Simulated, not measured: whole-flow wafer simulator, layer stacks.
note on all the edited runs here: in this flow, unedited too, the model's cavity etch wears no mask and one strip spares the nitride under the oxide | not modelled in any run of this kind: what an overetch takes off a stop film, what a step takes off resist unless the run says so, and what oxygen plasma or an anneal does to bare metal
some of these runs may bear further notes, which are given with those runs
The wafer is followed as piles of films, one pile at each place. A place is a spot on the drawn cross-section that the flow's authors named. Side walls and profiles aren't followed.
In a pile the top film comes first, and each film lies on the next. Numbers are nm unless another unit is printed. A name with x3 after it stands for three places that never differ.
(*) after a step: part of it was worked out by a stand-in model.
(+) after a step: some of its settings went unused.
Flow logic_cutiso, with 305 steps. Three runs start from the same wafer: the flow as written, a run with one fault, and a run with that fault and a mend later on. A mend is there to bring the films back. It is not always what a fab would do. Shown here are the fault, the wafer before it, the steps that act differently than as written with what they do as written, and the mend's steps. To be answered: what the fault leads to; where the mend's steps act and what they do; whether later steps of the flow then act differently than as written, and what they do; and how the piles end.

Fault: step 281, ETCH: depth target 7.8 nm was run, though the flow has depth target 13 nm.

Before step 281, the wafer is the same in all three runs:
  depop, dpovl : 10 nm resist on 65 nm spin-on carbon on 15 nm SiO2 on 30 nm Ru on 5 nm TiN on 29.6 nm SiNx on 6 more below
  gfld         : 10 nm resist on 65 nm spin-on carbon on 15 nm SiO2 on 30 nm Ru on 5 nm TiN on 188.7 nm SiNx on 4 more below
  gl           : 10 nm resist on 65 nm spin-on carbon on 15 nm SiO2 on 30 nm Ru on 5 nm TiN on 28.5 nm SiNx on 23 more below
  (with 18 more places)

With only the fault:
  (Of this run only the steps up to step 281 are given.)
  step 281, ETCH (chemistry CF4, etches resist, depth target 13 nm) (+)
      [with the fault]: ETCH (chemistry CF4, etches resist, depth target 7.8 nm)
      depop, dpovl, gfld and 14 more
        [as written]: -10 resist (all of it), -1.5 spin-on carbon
        [with the fault]: -7.8 resist
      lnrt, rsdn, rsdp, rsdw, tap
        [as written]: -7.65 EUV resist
        [with the fault]: -4.59 EUV resist
  After step 281, at depop, dpovl, gfld and 19 more, the piles differ from the flow's by more than 2% or 0.5 nm, whichever is larger.
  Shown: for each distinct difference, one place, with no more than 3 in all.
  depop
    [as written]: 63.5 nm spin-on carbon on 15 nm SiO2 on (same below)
    [with the fault]: 2.2 nm resist on 65 nm spin-on carbon on 15 nm SiO2 on (same below)
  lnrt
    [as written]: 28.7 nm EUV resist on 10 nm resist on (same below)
    [with the fault]: 31.7 nm EUV resist on 10 nm resist on (same below)

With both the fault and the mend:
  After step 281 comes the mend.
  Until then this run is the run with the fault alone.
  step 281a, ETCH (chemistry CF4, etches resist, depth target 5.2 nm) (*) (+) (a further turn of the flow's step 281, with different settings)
      depop, dpovl, gfld and 14 more
        -2.2 resist (all of it), -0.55 spin-on carbon
      lnrt, rsdn, rsdp, rsdw, tap
        -1.94 EUV resist
  Later steps of the flow acting differently than as written (1 more step, not shown, differs only slightly: by at most 2% or 0.5 nm, whichever is larger):
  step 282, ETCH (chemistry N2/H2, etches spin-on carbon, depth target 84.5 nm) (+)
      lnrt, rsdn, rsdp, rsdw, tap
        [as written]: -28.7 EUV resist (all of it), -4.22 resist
        [with the mend]: -29.8 EUV resist (all of it), -4.16 resist
  By the end, the piles equal the flow's at every place that both follow.
